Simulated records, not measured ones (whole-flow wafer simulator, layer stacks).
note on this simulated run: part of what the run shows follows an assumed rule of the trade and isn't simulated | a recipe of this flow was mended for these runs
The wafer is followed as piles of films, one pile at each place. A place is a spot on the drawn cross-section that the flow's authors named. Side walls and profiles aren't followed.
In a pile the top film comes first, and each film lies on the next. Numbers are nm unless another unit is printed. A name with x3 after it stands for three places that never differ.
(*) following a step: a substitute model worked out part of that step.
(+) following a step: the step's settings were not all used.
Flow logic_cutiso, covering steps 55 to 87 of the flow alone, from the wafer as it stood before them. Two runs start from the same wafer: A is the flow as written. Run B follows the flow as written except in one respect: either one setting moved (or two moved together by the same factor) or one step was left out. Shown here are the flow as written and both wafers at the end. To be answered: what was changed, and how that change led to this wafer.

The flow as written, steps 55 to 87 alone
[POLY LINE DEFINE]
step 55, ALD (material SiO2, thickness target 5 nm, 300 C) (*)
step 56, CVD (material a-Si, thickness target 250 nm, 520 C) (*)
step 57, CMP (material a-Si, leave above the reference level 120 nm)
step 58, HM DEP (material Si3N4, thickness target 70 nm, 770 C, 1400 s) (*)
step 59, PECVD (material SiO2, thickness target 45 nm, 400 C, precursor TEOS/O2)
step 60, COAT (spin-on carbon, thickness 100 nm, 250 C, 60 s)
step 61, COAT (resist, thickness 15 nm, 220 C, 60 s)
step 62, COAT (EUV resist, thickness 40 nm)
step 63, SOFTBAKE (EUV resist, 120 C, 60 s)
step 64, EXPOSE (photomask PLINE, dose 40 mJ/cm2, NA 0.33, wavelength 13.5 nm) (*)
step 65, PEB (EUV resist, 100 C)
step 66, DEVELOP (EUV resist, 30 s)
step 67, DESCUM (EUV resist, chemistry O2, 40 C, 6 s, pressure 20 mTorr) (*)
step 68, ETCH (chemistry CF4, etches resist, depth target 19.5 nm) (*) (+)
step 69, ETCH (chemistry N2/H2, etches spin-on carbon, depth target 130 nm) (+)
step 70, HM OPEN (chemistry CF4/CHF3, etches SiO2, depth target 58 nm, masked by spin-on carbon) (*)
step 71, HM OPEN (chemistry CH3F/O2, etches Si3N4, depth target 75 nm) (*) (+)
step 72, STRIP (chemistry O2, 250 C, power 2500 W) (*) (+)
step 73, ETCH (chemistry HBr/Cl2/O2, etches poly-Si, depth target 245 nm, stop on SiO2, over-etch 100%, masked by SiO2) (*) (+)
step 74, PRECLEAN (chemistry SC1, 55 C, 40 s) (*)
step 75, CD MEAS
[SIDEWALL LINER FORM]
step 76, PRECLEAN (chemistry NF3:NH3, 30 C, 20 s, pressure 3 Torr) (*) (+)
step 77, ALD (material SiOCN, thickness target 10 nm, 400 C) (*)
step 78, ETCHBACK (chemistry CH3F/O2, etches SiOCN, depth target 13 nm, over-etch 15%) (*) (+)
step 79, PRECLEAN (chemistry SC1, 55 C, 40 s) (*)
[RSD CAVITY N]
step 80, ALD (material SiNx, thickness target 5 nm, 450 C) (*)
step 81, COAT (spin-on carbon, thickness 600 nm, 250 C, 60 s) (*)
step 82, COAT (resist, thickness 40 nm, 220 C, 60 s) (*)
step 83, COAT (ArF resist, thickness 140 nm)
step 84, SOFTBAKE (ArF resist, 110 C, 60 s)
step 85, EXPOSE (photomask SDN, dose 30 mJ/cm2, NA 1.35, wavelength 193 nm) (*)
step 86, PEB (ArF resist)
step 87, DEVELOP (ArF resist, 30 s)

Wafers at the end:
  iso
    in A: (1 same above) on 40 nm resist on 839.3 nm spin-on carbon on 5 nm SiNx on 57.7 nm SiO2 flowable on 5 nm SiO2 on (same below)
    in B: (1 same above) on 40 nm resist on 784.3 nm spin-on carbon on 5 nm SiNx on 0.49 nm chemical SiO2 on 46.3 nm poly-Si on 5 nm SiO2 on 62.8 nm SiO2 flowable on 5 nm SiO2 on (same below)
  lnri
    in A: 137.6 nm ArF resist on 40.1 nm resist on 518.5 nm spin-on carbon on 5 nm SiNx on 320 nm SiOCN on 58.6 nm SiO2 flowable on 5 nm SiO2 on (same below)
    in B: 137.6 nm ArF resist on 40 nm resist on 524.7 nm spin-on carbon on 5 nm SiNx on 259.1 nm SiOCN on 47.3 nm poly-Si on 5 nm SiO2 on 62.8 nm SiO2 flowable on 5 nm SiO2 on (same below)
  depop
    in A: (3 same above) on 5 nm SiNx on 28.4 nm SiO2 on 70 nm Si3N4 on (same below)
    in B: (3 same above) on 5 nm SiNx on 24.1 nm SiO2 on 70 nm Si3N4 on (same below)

What caused this: step 70, HM OPEN: depth target 42.2 nm was run, whereas the flow has depth target 58 nm.

How this came from the change, step by step:
  step 70, HM OPEN (chemistry CF4/CHF3, etches SiO2, depth target 58 nm, masked by spin-on carbon) (*)
      iso, lnr, lnri and 6 more: A SiO2 loses 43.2 (all of it), Si3N4 loses 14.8 | B SiO2 loses 42.2
      depop, dpovl x3, gfld and 8 more: A resist loses 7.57 (all of it), spin-on carbon loses 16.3 | B resist loses 7.57 (all of it), spin-on carbon loses 11.2
  step 71, HM OPEN (chemistry CH3F/O2, etches Si3N4, depth target 75 nm) (*) (+)
      iso, lnr, lnri and 6 more: A Si3N4 loses 55.2 (all of it), poly-Si loses 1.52 | B SiO2 loses 1.01 (all of it), Si3N4 loses 62.9
  step 72, STRIP (chemistry O2, 250 C, power 2500 W) (*) (+)
      iso, lnr, lnri and 6 more: A chemical SiO2 gains 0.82 (new film), poly-Si loses 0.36 | B nothing
      depop, dpovl x3, gfld and 8 more: A spin-on carbon loses 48 (all of it) | B spin-on carbon loses 53.1 (all of it)
  step 73, ETCH (chemistry HBr/Cl2/O2, etches poly-Si, depth target 245 nm, stop on SiO2, over-etch 100%, masked by SiO2) (*) (+)
      lnr, lnrp, lnrt, rsdn, rsdp, rsdw, rsdx: A chemical SiO2 loses 0.82 (all of it), poly-Si loses 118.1 (all of it), SiO2 loses 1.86 | B Si3N4 loses 7.1 (all of it), poly-Si loses 120 (all of it), SiO2 loses 2.35
      iso, lnri: A chemical SiO2 loses 0.82 (all of it), poly-Si loses 212.6 (all of it), SiO2 loses 1.39 | B Si3N4 loses 7.1 (all of it), poly-Si loses 166.9
      (as well as at 13 more places)
  step 76, PRECLEAN (chemistry NF3:NH3, 30 C, 20 s, pressure 3 Torr) (*) (+)
      iso, lnri: A SiO2 loses 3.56 (all of it), SiO2 flowable loses 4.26 | B chemical SiO2 loses 0.49 (all of it)
  step 78, ETCHBACK (chemistry CH3F/O2, etches SiOCN, depth target 13 nm, over-etch 15%) (*) (+)
      iso: A SiOCN loses 10 (all of it), SiO2 flowable loses 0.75 | B SiOCN loses 10 (all of it), poly-Si loses 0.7
  step 81, COAT (spin-on carbon, thickness 600 nm, 250 C, 60 s) (*)
      iso: A spin-on carbon gains 839.3 (new film) | B spin-on carbon gains 784.3 (new film)
